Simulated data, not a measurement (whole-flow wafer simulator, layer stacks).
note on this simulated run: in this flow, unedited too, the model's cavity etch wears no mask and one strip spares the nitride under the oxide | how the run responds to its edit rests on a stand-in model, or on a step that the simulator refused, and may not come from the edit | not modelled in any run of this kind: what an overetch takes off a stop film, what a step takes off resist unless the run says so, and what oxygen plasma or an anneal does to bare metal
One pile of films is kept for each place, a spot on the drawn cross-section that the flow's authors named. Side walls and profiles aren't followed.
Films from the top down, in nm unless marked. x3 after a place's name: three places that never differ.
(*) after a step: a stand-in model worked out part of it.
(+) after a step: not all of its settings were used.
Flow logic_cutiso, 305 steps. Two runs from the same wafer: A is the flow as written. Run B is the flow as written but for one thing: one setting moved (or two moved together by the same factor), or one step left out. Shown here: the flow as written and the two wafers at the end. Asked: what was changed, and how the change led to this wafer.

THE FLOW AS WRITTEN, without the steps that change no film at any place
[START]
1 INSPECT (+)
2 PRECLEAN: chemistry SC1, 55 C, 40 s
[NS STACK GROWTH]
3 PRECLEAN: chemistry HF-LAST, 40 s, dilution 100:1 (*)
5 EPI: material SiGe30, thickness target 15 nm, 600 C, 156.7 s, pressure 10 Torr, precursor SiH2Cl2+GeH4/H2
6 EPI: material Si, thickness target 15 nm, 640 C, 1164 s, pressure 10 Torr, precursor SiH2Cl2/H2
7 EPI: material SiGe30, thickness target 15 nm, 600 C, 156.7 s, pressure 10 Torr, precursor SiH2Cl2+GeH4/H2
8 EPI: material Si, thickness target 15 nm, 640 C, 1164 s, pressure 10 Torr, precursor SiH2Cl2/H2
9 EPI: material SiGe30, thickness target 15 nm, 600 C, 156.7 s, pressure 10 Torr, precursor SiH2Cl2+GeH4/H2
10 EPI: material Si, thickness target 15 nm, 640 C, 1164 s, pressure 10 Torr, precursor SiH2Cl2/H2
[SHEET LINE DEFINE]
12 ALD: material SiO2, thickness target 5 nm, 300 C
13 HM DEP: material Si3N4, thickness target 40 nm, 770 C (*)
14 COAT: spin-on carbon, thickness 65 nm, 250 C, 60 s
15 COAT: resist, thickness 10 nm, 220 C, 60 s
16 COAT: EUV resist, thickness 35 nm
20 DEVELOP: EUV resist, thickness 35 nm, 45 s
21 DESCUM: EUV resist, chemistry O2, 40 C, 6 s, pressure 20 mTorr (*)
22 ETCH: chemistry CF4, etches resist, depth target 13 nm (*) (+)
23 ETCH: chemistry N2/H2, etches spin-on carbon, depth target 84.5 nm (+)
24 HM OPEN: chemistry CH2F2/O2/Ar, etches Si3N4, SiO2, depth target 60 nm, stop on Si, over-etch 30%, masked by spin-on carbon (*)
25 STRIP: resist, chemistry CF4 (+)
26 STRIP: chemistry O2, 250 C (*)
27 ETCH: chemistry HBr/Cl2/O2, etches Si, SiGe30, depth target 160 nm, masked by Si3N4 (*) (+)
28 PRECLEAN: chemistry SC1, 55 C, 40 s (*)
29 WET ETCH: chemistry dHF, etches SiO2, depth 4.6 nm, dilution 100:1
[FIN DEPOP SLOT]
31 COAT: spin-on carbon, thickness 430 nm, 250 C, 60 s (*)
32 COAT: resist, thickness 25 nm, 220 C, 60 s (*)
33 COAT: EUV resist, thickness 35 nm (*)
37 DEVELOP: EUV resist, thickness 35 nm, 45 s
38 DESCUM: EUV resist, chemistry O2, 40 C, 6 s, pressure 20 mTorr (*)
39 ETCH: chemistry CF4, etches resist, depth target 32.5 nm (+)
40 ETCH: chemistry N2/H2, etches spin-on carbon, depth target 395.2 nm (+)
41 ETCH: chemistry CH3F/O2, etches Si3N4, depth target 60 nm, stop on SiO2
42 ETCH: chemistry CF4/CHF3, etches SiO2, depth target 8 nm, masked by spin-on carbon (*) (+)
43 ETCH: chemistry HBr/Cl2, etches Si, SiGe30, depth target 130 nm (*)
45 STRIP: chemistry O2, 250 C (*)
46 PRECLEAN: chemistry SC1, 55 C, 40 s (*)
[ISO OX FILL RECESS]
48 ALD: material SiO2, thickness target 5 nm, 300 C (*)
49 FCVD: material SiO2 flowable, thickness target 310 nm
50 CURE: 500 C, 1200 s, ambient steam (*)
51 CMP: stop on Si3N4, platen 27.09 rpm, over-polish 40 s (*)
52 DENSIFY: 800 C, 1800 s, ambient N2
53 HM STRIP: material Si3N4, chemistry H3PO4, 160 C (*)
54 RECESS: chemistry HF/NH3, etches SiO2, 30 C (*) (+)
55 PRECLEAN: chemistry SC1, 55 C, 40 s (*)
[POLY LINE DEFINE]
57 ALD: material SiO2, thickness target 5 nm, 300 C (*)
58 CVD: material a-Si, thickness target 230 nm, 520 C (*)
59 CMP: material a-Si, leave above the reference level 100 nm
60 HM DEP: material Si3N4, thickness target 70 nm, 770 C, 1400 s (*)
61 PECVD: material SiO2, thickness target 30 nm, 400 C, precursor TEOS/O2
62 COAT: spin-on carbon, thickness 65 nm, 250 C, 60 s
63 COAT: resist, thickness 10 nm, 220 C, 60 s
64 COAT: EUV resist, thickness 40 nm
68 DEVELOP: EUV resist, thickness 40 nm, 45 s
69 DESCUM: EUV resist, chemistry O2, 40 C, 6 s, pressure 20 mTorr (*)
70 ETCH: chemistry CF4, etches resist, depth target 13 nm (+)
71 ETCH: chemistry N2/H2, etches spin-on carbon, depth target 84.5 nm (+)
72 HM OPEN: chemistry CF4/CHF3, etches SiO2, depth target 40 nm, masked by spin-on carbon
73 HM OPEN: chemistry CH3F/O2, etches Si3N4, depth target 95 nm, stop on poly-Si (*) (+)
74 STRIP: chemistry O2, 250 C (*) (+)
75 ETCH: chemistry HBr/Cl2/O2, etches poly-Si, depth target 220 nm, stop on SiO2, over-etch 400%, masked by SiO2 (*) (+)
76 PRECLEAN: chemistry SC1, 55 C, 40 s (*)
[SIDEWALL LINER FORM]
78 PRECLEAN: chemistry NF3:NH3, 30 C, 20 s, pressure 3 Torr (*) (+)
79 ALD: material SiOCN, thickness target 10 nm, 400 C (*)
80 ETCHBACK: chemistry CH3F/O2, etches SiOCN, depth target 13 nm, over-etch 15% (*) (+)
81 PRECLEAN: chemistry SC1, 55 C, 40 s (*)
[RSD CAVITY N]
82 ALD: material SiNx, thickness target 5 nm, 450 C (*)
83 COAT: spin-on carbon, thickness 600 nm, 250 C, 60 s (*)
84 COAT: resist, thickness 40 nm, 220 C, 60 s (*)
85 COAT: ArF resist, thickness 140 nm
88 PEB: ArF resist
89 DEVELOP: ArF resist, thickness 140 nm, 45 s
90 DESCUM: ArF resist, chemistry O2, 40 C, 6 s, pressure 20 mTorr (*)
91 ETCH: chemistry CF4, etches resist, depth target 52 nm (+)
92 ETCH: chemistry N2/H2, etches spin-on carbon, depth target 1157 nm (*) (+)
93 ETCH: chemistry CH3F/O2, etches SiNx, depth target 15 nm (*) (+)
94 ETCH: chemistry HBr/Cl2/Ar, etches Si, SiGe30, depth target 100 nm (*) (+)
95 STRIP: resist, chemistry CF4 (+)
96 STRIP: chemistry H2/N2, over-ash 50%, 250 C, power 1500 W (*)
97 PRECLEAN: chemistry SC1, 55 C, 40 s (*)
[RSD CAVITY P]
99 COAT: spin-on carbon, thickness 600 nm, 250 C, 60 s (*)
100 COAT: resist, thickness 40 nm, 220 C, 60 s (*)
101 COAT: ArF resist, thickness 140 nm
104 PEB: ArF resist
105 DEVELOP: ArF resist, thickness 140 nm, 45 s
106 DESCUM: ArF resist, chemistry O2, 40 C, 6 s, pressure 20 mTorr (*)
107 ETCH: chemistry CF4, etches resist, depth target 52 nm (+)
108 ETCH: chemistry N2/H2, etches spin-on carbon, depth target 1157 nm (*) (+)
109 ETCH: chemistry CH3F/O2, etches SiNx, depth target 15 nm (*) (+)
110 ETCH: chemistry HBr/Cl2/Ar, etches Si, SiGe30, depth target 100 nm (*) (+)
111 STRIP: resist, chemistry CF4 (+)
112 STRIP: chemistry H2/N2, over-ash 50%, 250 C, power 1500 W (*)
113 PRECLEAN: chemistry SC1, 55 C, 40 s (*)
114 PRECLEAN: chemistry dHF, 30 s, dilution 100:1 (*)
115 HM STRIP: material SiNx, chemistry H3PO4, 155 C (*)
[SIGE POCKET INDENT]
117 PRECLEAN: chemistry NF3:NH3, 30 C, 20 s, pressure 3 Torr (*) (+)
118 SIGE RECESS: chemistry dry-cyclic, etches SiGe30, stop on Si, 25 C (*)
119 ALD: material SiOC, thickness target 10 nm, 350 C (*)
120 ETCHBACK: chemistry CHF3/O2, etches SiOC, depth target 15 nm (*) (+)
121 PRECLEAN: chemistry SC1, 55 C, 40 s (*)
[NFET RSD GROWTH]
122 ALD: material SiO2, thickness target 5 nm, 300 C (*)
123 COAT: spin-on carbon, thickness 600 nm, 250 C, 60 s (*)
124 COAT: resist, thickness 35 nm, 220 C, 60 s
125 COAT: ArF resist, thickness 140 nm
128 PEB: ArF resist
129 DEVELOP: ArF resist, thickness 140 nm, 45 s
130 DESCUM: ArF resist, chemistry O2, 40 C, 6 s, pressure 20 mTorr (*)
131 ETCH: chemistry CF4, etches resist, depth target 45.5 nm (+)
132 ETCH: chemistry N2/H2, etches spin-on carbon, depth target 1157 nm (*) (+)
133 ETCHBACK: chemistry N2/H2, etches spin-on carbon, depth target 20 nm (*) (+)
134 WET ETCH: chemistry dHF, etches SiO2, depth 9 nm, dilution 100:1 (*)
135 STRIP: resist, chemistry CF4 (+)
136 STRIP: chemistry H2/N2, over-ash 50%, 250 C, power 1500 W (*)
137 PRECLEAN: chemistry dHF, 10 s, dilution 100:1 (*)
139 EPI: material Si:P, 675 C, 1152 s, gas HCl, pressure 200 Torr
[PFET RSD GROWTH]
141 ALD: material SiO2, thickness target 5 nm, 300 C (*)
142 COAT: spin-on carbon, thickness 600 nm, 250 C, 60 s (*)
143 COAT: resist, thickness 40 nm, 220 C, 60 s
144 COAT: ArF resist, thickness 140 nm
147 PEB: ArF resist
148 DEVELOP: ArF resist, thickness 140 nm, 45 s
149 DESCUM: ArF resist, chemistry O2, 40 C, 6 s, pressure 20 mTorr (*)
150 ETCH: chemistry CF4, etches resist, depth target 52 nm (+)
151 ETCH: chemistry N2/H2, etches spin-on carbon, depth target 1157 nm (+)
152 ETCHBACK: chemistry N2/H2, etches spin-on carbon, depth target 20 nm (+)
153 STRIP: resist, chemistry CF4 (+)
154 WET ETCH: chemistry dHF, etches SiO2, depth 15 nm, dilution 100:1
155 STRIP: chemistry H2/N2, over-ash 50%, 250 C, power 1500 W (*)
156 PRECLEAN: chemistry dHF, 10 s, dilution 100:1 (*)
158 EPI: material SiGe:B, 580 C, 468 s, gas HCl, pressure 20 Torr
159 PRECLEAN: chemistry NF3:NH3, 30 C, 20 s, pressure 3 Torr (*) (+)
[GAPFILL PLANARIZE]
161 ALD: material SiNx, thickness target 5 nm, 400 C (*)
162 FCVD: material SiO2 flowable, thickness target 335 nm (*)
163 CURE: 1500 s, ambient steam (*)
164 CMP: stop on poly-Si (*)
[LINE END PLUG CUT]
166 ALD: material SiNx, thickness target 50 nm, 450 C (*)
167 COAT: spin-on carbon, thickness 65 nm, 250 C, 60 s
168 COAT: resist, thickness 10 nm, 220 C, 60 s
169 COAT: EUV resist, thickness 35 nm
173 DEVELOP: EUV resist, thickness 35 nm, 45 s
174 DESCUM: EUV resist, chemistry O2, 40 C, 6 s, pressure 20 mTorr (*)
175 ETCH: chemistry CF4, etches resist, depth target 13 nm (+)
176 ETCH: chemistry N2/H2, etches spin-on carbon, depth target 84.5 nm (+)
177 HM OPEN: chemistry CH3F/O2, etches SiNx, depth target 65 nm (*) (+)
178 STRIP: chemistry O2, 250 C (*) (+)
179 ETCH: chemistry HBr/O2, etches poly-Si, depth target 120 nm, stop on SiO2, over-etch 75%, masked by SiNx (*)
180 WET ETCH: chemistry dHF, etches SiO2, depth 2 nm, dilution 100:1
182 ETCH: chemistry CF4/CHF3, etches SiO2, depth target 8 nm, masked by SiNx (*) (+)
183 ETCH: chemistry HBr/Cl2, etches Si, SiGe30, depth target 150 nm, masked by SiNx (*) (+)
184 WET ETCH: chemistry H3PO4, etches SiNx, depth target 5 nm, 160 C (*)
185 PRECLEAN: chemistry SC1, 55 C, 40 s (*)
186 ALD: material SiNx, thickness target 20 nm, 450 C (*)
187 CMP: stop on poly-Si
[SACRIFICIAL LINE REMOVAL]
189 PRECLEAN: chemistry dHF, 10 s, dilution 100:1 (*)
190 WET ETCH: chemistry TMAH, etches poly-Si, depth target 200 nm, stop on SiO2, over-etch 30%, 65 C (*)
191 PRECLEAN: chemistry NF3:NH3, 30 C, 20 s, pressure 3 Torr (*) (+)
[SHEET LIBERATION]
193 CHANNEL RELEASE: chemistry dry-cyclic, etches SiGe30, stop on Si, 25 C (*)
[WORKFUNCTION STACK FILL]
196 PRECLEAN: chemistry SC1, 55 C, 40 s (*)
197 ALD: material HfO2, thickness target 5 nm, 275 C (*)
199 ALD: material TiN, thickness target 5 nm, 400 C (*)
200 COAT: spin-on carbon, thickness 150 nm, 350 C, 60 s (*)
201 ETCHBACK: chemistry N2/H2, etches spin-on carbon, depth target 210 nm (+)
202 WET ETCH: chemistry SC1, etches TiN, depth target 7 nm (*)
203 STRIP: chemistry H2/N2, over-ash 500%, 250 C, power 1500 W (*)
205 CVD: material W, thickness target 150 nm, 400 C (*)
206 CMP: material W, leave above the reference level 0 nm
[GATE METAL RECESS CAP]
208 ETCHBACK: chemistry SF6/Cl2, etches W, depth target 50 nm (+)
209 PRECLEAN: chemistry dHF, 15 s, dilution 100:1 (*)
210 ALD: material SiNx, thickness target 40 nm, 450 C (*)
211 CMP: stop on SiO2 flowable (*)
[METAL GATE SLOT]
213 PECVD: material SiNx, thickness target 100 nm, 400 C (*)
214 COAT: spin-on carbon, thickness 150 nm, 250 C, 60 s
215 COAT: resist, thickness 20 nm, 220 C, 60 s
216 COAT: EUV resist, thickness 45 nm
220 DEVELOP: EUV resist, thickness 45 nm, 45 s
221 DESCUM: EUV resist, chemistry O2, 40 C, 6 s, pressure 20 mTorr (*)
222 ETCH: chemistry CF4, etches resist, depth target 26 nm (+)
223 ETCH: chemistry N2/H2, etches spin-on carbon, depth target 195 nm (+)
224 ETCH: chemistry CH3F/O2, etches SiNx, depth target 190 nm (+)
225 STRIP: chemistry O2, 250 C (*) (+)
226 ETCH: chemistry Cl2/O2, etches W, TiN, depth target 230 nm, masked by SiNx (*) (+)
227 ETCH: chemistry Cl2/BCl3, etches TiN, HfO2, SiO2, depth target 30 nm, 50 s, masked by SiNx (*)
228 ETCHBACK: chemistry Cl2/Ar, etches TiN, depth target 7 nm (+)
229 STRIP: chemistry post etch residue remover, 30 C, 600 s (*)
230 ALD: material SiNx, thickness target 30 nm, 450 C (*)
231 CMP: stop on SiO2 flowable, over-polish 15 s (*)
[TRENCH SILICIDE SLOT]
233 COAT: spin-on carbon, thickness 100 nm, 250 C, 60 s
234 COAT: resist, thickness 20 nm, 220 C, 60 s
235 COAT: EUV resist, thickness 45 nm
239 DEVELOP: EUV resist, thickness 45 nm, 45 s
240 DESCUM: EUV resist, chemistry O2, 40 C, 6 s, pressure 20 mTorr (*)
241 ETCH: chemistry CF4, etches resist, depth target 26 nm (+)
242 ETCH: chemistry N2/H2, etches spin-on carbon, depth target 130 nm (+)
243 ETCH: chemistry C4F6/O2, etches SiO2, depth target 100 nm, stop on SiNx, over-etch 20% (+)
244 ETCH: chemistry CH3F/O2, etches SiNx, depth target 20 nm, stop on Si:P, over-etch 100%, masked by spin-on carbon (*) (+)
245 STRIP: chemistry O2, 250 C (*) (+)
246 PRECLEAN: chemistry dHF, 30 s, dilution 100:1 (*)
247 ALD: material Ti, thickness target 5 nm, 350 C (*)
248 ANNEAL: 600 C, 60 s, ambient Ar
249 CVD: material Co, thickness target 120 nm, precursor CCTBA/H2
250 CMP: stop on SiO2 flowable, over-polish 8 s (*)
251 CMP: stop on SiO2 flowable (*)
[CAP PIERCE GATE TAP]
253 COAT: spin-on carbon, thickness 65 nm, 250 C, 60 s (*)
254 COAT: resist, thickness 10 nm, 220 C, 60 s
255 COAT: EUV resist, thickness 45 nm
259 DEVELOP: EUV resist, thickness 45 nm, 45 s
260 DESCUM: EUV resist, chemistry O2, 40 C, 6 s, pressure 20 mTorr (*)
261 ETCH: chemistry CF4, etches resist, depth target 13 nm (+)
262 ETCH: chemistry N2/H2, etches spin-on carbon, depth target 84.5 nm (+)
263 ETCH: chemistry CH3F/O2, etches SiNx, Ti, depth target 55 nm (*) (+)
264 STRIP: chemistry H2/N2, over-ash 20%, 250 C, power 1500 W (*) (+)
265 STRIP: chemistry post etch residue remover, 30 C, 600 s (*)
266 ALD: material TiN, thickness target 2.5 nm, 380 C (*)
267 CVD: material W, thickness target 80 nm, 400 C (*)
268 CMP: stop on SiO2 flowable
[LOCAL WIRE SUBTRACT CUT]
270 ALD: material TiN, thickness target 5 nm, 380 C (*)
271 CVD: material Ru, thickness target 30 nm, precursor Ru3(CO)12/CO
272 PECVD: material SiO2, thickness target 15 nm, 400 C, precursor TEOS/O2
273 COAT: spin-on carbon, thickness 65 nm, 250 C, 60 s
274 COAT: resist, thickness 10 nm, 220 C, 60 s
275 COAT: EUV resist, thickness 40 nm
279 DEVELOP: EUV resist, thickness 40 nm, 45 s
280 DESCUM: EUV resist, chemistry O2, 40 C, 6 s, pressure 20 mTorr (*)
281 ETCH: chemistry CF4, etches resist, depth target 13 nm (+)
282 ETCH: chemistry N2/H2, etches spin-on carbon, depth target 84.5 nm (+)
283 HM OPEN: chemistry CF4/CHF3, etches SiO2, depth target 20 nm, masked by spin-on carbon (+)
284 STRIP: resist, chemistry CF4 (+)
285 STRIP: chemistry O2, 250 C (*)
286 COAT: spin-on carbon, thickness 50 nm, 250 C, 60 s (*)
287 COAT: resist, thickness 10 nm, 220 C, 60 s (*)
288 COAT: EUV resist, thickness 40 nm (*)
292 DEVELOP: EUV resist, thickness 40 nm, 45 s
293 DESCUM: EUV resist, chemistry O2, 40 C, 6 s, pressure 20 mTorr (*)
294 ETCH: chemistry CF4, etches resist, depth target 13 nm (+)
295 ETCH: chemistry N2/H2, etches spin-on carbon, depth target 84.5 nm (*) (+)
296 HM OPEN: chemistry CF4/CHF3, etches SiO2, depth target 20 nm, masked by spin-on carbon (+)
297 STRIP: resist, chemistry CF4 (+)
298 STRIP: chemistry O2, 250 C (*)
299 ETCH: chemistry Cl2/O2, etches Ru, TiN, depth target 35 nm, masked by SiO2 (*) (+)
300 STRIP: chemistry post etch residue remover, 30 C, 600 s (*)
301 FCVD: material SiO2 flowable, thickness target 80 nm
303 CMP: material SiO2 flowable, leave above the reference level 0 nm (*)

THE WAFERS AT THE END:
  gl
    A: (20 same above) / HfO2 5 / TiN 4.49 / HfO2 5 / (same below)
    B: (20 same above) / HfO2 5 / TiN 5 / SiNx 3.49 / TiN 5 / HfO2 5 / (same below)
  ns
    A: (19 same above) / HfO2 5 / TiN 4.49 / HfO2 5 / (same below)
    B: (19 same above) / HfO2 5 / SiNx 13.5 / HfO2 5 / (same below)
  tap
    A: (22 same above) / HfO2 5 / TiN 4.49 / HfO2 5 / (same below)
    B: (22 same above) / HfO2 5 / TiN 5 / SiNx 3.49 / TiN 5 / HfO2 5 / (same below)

The cause: step 5, EPI: 250.7 s was run, where the flow has 156.7 s.

How the change led to this, step by step:
  5 EPI: material SiGe30, thickness target 15 nm, 600 C, 156.7 s, pressure 10 Torr, precursor SiH2Cl2+GeH4/H2
      depop, dpovl, gfld and 19 more: A SiGe30 +15 (new film) | B SiGe30 +24 (new film)
  27 ETCH: chemistry HBr/Cl2/O2, etches Si, SiGe30, depth target 160 nm, masked by Si3N4 (*) (+)
      gfld, gxf, iso, lnri: A chemical SiO2 -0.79 (all of it), Si -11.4 (all of it), SiGe30 -15 (all of it), Si -15 (all of it), SiGe30 -15 (all of it), Si -15 (all of it), SiGe30 -15 (all of it), Si -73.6 | B chemical SiO2 -0.79 (all of it), Si -11.4 (all of it), SiGe30 -15 (all of it), Si -15 (all of it), SiGe30 -15 (all of it), Si -15 (all of it), SiGe30 -24 (all of it), Si -64.6
      dpovl, nsgap: A chemical SiO2 -0.79 (all of it), Si -11.8 (all of it), SiGe30 -15 (all of it), Si -15 (all of it), SiGe30 -15 (all of it), Si -15 (all of it), SiGe30 -15 (all of it), Si -73.2 | B chemical SiO2 -0.79 (all of it), Si -11.8 (all of it), SiGe30 -15 (all of it), Si -15 (all of it), SiGe30 -15 (all of it), Si -15 (all of it), SiGe30 -24 (all of it), Si -64.2
      (and at 1 more place)
  43 ETCH: chemistry HBr/Cl2, etches Si, SiGe30, depth target 130 nm (*)
      depop: A Si -14 (all of it), SiGe30 -15 (all of it), Si -15 (all of it), SiGe30 -15 (all of it), Si -15 (all of it), SiGe30 -15 (all of it), Si -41 | B Si -14 (all of it), SiGe30 -15 (all of it), Si -15 (all of it), SiGe30 -15 (all of it), Si -15 (all of it), SiGe30 -24 (all of it), Si -32
  94 ETCH: chemistry HBr/Cl2/Ar, etches Si, SiGe30, depth target 100 nm (*) (+)
      rsdn, rsdx: A chemical SiO2 -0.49 (all of it), Si -12.8 (all of it), SiGe30 -15 (all of it), Si -15 (all of it), SiGe30 -15 (all of it), Si -15 (all of it), SiGe30 -15 (all of it), Si -12.2 | B chemical SiO2 -0.49 (all of it), Si -12.8 (all of it), SiGe30 -15 (all of it), Si -15 (all of it), SiGe30 -15 (all of it), Si -15 (all of it), SiGe30 -24 (all of it), Si -3.16
  110 ETCH: chemistry HBr/Cl2/Ar, etches Si, SiGe30, depth target 100 nm (*) (+)
      rsdp, rsdw: A chemical SiO2 -0.49 (all of it), Si -12.8 (all of it), SiGe30 -15 (all of it), Si -15 (all of it), SiGe30 -15 (all of it), Si -15 (all of it), SiGe30 -15 (all of it), Si -12.2 | B chemical SiO2 -0.49 (all of it), Si -12.8 (all of it), SiGe30 -15 (all of it), Si -15 (all of it), SiGe30 -15 (all of it), Si -15 (all of it), SiGe30 -24 (all of it), Si -3.16
  118 SIGE RECESS: chemistry dry-cyclic, etches SiGe30, stop on Si, 25 C (*)
      lnr, lnrp, lnrt: A SiOCN -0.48, Si -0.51, cavity +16 (new film), SiGe30 -15 (all of it), Si -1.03, cavity +16 (new film), SiGe30 -15 (all of it), Si -1.03, cavity +16 (new film), SiGe30 -15 (all of it), Si -0.51 | B SiOCN -0.48, Si -0.51, cavity +16 (new film), SiGe30 -15 (all of it), Si -1.03, cavity +16 (new film), SiGe30 -15 (all of it), Si -1.03, cavity +25 (new film), SiGe30 -24 (all of it), Si -0.51
  119 ALD: material SiOC, thickness target 10 nm, 350 C (*)
      lnr, lnrp, lnrt: A SiOC +10 (new film), SiOC +16 (new film), cavity -16 (all of it), SiOC +16 (new film), cavity -16 (all of it), SiOC +16 (new film), cavity -16 (all of it) | B SiOC +10 (new film), SiOC +16 (new film), cavity -16 (all of it), SiOC +16 (new film), cavity -16 (all of it), SiOC +25 (new film), cavity -25 (all of it)
  183 ETCH: chemistry HBr/Cl2, etches Si, SiGe30, depth target 150 nm, masked by SiNx (*) (+)
      plug: A Si -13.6 (all of it), SiGe30 -15 (all of it), Si -15 (all of it), SiGe30 -15 (all of it), Si -15 (all of it), SiGe30 -15 (all of it), Si -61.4 | B Si -13.6 (all of it), SiGe30 -15 (all of it), Si -15 (all of it), SiGe30 -15 (all of it), Si -15 (all of it), SiGe30 -24 (all of it), Si -52.4
  193 CHANNEL RELEASE: chemistry dry-cyclic, etches SiGe30, stop on Si, 25 C (*)
      gl, glp, gxn, gxp, ns, tap: A chemical SiO2 +0.8 (new film), Si -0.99, chemical SiO2 +0.8 (new film), cavity +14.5 (new film), chemical SiO2 +0.8 (new film), SiGe30 -15 (all of it), Si -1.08, chemical SiO2 +0.8 (new film), cavity +14.5 (new film), chemical SiO2 +0.8 (new film), SiGe30 -15 (all of it), Si -1.08, chemical SiO2 +0.8 (new film), cavity +14.5 (new film), chemical SiO2 +0.8 (new film), SiGe30 -15 (all of it), Si -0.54 | B chemical SiO2 +0.8 (new film), Si -0.99, chemical SiO2 +0.8 (new film), cavity +14.5 (new film), chemical SiO2 +0.8 (new film), SiGe30 -15 (all of it), Si -1.08, chemical SiO2 +0.8 (new film), cavity +14.5 (new film), chemical SiO2 +0.8 (new film), SiGe30 -15 (all of it), Si -1.08, chemical SiO2 +0.8 (new film), cavity +23.5 (new film), chemical SiO2 +0.8 (new film), SiGe30 -24 (all of it), Si -0.54
  199 ALD: material TiN, thickness target 5 nm, 400 C (*)
      gl, glp, tap: A TiN +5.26 (new film), TiN +4.49 (new film), cavity -4.49 (all of it), TiN +4.49 (new film), cavity -4.49 (all of it), TiN +4.49 (new film), cavity -4.49 (all of it) | B TiN +5.26 (new film), TiN +4.49 (new film), cavity -4.49 (all of it), TiN +4.49 (new film), cavity -4.49 (all of it), TiN +5 (new film), cavity -10, TiN +5 (new film)
      gxn, gxp, ns: A TiN +5 (new film), TiN +4.49 (new film), cavity -4.49 (all of it), TiN +4.49 (new film), cavity -4.49 (all of it), TiN +4.49 (new film), cavity -4.49 (all of it) | B TiN +5 (new film), TiN +4.49 (new film), cavity -4.49 (all of it), TiN +4.49 (new film), cavity -4.49 (all of it), TiN +5 (new film), cavity -10, TiN +5 (new film)
  202 WET ETCH: chemistry SC1, etches TiN, depth target 7 nm (*)
      ns: A TiN -5 (all of it) | B TiN -5 (all of it), TiN -5 (all of it), cavity +10, TiN -5 (all of it)
  210 ALD: material SiNx, thickness target 40 nm, 450 C (*)
      gl, glp, gxn, gxp, tap: A SiNx +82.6 (new film) | B SiNx +82.6 (new film), SiNx +3.49 (new film), cavity -3.49 (all of it)
      ns: A SiNx +40 (new film) | B SiNx +40 (new film), SiNx +13.5 (new film), cavity -13.5 (all of it)
Counting metal films that touch as one body, gl has 5 bodies (between them, from the top down: HfO2 5 / chemical SiO2 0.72 / Si 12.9 / chemical SiO2 0.8 / HfO2 5; HfO2 5 / chemical SiO2 0.8 / Si 13.9 / chemical SiO2 0.8 / HfO2 5; HfO2 5 / chemical SiO2 0.8 / Si 13.9 / chemical SiO2 0.8 / HfO2 5; SiNx 3.49); the flow as written gives 4 bodies (between them, from the top down: HfO2 5 / chemical SiO2 0.72 / Si 12.9 / chemical SiO2 0.8 / HfO2 5; HfO2 5 / chemical SiO2 0.8 / Si 13.9 / chemical SiO2 0.8 / HfO2 5; HfO2 5 / chemical SiO2 0.8 / Si 13.9 / chemical SiO2 0.8 / HfO2 5).
Counting metal films that touch as one body, ns has 3 bodies (between them, from the top down: HfO2 5 / chemical SiO2 0.72 / Si 12.9 / chemical SiO2 0.8 / HfO2 5; HfO2 5 / chemical SiO2 0.8 / Si 13.9 / chemical SiO2 0.8 / HfO2 5); the flow as written gives 4 bodies (between them, from the top down: HfO2 5 / chemical SiO2 0.72 / Si 12.9 / chemical SiO2 0.8 / HfO2 5; HfO2 5 / chemical SiO2 0.8 / Si 13.9 / chemical SiO2 0.8 / HfO2 5; HfO2 5 / chemical SiO2 0.8 / Si 13.9 / chemical SiO2 0.8 / HfO2 5).
Counting metal films that touch as one body, tap has 5 bodies (between them, from the top down: HfO2 5 / chemical SiO2 0.72 / Si 12.9 / chemical SiO2 0.8 / HfO2 5; HfO2 5 / chemical SiO2 0.8 / Si 13.9 / chemical SiO2 0.8 / HfO2 5; HfO2 5 / chemical SiO2 0.8 / Si 13.9 / chemical SiO2 0.8 / HfO2 5; SiNx 3.49); the flow as written gives 4 bodies (between them, from the top down: HfO2 5 / chemical SiO2 0.72 / Si 12.9 / chemical SiO2 0.8 / HfO2 5; HfO2 5 / chemical SiO2 0.8 / Si 13.9 / chemical SiO2 0.8 / HfO2 5; HfO2 5 / chemical SiO2 0.8 / Si 13.9 / chemical SiO2 0.8 / HfO2 5).
